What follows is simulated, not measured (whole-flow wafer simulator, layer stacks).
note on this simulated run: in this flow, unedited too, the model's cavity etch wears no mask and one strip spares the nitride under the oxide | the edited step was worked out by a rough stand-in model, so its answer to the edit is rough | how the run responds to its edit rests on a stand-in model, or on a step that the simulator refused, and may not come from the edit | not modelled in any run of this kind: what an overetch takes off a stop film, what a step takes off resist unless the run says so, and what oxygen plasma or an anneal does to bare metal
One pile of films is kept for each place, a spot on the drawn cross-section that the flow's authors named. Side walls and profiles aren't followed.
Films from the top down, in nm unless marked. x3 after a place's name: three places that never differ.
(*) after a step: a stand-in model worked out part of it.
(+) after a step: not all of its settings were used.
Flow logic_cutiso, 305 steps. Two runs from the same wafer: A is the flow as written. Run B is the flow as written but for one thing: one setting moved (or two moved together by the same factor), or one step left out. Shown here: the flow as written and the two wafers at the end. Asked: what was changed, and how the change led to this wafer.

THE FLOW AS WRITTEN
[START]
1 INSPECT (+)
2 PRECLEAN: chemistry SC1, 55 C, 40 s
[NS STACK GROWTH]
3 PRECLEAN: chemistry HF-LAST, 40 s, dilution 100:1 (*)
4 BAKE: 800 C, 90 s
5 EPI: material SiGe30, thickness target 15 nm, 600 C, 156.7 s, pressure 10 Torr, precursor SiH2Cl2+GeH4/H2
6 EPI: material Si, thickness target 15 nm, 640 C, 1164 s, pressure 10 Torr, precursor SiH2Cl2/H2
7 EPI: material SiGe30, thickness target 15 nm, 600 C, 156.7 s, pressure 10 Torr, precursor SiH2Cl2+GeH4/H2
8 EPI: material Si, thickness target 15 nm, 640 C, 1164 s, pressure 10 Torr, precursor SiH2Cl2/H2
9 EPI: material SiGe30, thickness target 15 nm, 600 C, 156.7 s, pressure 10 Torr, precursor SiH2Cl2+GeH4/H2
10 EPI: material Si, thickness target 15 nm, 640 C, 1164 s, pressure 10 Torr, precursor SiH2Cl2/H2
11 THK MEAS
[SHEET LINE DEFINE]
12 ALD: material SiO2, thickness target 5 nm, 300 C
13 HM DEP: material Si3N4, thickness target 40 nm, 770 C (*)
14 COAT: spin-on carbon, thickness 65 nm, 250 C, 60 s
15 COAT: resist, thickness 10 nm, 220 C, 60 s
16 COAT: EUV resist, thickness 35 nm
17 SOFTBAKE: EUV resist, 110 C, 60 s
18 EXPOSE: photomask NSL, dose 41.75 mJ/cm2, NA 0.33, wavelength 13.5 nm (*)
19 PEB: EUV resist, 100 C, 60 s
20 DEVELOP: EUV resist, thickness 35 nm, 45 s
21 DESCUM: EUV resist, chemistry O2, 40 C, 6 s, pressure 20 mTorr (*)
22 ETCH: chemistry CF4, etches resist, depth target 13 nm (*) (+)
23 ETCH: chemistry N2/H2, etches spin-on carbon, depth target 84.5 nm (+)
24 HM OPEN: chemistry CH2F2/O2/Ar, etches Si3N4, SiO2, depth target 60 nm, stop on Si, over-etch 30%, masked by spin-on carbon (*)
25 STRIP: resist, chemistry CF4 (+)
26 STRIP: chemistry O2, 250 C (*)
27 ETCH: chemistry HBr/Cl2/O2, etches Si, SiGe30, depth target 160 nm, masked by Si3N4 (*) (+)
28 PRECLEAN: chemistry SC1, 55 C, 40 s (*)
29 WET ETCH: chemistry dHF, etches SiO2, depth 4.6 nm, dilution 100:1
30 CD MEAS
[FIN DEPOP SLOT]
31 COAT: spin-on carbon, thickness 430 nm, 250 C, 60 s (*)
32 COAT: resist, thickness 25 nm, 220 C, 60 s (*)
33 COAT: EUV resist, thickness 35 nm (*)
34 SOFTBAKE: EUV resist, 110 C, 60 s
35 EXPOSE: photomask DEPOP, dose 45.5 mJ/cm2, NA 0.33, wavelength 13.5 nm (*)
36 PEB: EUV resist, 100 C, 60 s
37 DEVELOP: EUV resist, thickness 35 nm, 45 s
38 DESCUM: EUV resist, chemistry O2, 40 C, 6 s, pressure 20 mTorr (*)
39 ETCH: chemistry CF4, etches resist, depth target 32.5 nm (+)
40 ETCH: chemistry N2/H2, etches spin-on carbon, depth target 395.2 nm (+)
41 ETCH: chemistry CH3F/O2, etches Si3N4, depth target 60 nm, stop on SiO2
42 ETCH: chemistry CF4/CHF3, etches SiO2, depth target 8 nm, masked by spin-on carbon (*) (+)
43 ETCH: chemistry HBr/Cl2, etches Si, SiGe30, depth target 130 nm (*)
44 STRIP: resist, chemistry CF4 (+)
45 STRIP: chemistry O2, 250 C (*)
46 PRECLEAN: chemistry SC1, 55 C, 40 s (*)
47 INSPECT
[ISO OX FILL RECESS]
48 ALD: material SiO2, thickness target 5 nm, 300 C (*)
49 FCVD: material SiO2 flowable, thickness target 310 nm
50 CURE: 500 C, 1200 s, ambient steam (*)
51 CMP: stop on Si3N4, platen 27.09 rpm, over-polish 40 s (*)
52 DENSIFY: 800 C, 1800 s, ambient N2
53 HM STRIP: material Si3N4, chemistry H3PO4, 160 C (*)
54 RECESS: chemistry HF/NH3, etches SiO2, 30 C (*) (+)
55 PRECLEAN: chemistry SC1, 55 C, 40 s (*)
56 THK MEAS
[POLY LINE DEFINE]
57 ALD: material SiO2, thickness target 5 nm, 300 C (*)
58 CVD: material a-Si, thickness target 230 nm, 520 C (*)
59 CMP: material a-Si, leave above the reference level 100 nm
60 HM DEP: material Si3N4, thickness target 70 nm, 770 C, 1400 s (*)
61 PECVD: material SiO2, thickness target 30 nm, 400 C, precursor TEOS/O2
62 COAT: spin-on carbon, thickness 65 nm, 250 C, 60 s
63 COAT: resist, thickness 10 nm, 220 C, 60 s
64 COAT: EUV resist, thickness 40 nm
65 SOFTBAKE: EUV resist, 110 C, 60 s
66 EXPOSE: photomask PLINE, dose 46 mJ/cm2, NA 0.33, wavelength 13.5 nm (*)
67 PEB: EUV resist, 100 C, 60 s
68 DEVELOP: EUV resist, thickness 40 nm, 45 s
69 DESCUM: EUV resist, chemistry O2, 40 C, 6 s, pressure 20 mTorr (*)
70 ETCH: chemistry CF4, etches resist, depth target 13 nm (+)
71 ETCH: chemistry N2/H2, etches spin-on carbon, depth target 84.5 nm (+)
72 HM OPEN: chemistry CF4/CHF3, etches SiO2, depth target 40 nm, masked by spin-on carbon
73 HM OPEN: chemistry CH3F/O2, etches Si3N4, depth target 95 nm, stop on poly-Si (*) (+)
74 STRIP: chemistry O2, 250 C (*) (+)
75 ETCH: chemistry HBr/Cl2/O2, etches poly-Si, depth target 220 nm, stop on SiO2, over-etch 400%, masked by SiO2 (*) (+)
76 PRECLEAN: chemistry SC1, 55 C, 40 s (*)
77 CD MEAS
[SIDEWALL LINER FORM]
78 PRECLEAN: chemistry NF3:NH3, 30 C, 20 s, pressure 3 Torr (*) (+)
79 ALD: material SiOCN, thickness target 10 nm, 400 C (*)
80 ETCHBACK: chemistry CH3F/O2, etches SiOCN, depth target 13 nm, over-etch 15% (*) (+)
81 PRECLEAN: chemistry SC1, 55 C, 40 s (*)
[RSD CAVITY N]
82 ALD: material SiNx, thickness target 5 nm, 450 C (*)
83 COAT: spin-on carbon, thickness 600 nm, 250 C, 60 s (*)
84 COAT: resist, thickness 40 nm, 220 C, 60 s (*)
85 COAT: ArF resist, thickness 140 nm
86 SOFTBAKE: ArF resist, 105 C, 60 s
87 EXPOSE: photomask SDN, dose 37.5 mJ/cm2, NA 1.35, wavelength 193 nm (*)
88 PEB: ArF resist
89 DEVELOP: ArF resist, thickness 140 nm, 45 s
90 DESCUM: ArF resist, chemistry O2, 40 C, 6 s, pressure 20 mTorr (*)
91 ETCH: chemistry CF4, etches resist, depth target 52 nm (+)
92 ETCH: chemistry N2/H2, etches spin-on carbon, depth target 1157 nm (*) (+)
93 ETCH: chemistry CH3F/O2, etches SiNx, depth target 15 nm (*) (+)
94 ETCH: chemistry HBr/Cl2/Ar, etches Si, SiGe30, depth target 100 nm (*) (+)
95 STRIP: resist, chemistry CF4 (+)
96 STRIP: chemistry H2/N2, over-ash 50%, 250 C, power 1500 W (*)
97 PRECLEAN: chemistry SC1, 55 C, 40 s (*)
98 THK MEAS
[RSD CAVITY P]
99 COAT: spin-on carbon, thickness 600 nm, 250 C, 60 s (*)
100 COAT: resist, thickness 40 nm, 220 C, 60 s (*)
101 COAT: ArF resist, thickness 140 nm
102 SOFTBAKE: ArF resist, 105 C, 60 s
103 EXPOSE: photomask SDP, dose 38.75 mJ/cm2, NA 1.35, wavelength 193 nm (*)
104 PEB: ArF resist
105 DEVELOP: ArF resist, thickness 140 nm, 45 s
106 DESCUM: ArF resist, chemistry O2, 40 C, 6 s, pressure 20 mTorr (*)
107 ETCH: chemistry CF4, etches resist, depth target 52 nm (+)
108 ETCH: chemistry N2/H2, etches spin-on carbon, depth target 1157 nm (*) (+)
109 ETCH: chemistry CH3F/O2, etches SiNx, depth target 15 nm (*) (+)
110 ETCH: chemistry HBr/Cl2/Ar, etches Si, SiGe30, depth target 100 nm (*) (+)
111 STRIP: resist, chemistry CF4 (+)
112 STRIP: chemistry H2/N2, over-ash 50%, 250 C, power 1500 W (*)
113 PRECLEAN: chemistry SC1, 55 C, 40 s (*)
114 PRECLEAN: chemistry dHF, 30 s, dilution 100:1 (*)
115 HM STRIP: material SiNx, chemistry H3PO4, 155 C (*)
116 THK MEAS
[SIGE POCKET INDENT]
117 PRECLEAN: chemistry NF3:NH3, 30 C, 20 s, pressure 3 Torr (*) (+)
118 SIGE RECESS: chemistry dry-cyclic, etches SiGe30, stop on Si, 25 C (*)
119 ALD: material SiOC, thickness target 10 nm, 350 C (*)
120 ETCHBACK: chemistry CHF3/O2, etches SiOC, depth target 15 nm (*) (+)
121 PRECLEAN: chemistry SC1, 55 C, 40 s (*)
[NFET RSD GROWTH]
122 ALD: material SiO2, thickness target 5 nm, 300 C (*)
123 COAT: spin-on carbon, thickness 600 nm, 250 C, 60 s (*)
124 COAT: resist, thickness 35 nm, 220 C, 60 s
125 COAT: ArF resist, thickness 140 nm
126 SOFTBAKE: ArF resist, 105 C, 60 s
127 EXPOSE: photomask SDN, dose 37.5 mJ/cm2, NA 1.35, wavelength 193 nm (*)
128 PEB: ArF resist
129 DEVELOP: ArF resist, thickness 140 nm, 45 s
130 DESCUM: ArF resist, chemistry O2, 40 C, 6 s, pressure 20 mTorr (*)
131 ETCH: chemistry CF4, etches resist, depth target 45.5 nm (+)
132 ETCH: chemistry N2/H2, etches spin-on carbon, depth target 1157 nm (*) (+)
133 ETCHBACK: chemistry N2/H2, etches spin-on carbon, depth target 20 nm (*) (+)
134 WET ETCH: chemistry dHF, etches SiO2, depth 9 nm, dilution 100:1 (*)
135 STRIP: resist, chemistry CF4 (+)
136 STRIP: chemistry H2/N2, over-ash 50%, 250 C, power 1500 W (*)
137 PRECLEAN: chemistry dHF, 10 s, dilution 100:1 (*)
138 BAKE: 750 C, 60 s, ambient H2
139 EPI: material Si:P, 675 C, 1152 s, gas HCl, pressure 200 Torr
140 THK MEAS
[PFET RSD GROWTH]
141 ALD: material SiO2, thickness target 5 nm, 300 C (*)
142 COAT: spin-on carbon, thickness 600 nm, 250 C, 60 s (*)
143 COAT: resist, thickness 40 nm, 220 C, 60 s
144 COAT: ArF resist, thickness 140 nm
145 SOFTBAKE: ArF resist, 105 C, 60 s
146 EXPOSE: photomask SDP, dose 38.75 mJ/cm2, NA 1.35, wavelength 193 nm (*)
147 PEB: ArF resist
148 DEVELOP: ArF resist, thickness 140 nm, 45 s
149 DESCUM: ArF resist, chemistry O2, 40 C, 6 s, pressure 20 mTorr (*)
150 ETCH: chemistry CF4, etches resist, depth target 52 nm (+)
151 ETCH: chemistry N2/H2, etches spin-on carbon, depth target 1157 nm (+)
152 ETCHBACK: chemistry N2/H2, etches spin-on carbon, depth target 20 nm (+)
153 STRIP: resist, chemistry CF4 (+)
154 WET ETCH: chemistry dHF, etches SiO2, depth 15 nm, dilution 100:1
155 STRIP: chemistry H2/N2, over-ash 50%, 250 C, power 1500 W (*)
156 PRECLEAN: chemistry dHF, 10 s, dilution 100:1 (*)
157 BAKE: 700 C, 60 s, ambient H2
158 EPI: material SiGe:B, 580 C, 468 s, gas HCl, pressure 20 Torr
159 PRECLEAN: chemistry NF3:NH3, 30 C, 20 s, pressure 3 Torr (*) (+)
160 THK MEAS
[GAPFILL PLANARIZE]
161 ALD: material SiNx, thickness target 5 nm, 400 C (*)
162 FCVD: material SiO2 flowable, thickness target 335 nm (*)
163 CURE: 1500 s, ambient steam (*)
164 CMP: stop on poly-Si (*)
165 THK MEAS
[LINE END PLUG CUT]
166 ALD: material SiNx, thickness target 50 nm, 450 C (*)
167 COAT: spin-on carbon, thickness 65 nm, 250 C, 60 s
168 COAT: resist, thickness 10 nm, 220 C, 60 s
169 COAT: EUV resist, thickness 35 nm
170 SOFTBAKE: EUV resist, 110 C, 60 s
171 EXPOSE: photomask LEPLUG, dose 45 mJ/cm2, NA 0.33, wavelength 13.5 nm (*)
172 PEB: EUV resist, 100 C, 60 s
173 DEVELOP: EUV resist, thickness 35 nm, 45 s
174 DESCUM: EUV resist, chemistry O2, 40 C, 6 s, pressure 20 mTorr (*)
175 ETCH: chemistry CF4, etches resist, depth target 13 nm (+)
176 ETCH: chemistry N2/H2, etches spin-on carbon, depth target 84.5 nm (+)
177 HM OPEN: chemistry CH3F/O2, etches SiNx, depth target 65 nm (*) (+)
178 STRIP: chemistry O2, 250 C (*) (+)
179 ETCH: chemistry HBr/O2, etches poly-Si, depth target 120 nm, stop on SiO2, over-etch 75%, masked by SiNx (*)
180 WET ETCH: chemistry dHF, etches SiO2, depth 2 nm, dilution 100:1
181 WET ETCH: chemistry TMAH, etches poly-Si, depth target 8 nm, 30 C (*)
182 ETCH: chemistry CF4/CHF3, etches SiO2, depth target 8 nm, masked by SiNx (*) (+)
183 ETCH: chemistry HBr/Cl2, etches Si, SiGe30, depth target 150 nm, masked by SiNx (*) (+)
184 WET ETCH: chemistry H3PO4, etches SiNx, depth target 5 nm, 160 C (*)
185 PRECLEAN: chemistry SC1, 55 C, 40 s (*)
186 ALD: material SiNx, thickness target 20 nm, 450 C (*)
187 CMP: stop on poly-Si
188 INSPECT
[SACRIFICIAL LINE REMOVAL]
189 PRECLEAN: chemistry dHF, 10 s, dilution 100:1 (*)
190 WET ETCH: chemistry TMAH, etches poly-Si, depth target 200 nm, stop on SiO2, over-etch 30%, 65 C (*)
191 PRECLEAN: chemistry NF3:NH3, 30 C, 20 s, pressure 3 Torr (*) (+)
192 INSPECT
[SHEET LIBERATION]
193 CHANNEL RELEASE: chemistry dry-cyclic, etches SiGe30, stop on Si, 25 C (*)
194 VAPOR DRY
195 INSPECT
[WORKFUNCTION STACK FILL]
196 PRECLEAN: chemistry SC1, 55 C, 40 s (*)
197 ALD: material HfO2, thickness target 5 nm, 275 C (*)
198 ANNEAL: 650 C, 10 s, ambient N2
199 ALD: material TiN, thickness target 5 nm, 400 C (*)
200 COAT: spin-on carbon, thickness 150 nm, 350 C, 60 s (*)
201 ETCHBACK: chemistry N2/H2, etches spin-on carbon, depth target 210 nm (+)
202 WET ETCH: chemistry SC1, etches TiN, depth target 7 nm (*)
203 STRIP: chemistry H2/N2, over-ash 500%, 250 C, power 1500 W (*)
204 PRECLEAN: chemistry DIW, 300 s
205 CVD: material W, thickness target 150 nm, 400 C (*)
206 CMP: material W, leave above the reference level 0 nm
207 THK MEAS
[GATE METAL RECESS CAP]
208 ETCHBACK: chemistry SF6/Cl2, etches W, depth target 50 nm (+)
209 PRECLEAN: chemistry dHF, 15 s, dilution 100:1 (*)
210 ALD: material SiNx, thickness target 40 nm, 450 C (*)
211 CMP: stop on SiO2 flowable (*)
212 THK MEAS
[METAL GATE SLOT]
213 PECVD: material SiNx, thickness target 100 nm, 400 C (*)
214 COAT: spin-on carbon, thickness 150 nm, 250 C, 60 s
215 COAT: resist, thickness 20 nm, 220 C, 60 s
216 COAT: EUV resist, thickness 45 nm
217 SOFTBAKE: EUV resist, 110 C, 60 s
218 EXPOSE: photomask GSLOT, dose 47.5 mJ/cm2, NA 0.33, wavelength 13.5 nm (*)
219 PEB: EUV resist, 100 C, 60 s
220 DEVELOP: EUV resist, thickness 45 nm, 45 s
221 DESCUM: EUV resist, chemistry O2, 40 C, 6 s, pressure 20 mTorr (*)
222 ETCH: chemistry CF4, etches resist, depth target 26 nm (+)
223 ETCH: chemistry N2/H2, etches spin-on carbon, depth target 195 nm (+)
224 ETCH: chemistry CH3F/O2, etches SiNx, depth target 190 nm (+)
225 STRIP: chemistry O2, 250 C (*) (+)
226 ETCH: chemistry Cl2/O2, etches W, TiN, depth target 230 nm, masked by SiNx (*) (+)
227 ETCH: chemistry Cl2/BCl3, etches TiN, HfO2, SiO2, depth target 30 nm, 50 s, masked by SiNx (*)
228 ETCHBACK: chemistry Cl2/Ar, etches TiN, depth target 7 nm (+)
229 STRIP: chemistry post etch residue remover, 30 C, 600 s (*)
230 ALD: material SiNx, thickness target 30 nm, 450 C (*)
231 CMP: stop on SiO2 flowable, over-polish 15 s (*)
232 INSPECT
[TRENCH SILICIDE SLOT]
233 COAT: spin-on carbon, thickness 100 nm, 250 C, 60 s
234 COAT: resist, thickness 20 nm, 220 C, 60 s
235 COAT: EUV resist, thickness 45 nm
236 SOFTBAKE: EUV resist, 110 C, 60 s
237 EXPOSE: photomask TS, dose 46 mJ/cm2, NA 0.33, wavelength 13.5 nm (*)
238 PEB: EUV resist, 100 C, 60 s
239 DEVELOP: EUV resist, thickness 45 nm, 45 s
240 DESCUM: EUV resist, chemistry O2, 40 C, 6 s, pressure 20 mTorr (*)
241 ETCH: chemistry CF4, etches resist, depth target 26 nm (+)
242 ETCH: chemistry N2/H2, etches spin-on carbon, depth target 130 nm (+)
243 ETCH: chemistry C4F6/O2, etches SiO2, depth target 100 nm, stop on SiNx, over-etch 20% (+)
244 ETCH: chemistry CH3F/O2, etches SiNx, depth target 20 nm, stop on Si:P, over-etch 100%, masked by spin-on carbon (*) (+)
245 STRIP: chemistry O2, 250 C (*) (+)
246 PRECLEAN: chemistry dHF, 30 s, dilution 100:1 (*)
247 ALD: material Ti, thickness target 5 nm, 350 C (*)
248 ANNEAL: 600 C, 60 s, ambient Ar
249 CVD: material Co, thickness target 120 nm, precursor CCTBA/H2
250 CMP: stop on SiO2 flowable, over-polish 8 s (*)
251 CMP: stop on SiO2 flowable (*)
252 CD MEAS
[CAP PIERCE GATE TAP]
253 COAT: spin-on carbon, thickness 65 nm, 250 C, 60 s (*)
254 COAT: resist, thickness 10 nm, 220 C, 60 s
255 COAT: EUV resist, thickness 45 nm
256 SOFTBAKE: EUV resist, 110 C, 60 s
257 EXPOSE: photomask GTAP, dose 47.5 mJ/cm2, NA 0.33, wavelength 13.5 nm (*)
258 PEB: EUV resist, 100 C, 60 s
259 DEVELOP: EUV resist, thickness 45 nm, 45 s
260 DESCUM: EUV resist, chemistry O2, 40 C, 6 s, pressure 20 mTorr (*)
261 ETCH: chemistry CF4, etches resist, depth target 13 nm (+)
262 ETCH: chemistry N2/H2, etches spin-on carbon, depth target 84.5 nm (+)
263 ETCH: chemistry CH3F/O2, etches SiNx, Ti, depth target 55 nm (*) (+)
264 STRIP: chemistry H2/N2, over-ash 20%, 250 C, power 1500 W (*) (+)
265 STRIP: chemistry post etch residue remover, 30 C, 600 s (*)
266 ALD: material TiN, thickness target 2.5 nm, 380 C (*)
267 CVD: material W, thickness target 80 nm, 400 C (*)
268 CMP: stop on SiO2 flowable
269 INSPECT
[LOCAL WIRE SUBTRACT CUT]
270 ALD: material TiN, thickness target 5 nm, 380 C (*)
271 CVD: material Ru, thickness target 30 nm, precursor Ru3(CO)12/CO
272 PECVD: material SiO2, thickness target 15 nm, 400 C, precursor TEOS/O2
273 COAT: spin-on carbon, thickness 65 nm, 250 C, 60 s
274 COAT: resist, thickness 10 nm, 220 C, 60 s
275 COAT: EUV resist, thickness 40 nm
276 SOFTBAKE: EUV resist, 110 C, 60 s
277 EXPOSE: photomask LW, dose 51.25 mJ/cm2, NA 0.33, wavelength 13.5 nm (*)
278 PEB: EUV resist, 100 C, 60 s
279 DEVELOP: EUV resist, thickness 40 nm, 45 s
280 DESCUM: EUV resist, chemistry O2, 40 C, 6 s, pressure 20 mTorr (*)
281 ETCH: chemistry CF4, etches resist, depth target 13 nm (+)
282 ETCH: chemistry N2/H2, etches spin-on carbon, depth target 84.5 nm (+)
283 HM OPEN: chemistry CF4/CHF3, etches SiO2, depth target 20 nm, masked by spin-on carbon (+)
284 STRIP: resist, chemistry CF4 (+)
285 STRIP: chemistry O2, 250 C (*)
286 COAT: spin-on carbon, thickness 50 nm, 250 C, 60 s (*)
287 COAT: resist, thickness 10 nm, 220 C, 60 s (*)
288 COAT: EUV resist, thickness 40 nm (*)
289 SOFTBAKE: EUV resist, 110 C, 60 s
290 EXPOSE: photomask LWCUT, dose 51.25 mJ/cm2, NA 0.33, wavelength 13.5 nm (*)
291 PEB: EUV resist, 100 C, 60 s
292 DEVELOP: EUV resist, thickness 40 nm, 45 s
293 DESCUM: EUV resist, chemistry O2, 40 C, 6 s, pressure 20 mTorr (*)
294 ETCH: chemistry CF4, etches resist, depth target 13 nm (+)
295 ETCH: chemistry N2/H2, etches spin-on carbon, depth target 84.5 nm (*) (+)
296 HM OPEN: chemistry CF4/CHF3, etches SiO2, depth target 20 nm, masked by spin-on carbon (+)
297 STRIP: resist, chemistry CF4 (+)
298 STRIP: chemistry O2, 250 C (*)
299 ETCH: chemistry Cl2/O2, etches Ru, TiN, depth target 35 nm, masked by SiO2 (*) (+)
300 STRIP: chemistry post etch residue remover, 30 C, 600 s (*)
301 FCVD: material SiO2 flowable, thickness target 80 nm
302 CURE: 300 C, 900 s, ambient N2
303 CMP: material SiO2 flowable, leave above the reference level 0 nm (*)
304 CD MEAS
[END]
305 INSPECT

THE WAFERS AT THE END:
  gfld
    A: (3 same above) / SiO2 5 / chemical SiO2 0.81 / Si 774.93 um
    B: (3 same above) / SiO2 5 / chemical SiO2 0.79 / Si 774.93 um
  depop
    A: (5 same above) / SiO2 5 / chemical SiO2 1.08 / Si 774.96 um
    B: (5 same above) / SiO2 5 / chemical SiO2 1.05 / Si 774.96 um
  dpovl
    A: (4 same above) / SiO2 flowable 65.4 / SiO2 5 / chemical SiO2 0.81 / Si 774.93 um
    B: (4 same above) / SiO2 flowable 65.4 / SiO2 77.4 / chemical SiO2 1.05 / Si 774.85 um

The cause: step 31, COAT: thickness 344 nm was run, where the flow has thickness 430 nm.

How the change led to this, step by step:
  31 COAT: spin-on carbon, thickness 430 nm, 250 C, 60 s (*)
      dpovl, nsgap: A spin-on carbon +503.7 (new film) | B spin-on carbon +417.7 (new film)
      gfld, lnri: A spin-on carbon +570.2 (new film) | B spin-on carbon +483.1 (new film)
      (and at 18 more places)
  32 COAT: resist, thickness 25 nm, 220 C, 60 s (*)
      glp, tap: A resist +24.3 (new film) | B resist +23.7 (new film)
      gfld: A resist +26.3 (new film) | B resist +27.4 (new film)
      (and at 9 more places)
  40 ETCH: chemistry N2/H2, etches spin-on carbon, depth target 395.2 nm (+)
      depop: A spin-on carbon -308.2 (all of it), Si3N4 -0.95 | B spin-on carbon -222.2 (all of it), Si3N4 -1.88
  41 ETCH: chemistry CH3F/O2, etches Si3N4, depth target 60 nm, stop on SiO2
      depop: A Si3N4 -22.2 (all of it), SiO2 -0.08 | B Si3N4 -21.3 (all of it), SiO2 -0.08
      dpovl: A spin-on carbon -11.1 | B spin-on carbon -4.89
  42 ETCH: chemistry CF4/CHF3, etches SiO2, depth target 8 nm, masked by spin-on carbon (*) (+)
      gxf: A resist -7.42 (all of it) | B resist -7.38
      gxn: A resist -7.31 (all of it) | B resist -7.38
      (and at 7 more places)
  43 ETCH: chemistry HBr/Cl2, etches Si, SiGe30, depth target 130 nm (*)
      dpovl: A spin-on carbon -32 | B spin-on carbon -11.5 (all of it), Si -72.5
      gxf: A spin-on carbon -32 | B resist -1 (all of it), spin-on carbon -30.6
      (and at 6 more places)
  45 STRIP: chemistry O2, 250 C (*)
      dpovl: A chemical SiO2 +0.82 (new film), spin-on carbon -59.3 (all of it), Si -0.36 | B chemical SiO2 +1.1 (new film), Si -0.48
      gfld, lnri: A chemical SiO2 +0.82 (new film), spin-on carbon -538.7 (all of it), Si -0.36 | B chemical SiO2 +0.79 (new film), spin-on carbon -453.4 (all of it), Si -0.35
      (and at 18 more places)
  48 ALD: material SiO2, thickness target 5 nm, 300 C (*)
      dpovl: A SiO2 +5 (new film) | B SiO2 +77.4 (new film)
  52 DENSIFY: 800 C, 1800 s, ambient N2
      nsgap: A SiO2 flowable -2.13 | B SiO2 flowable -2.84
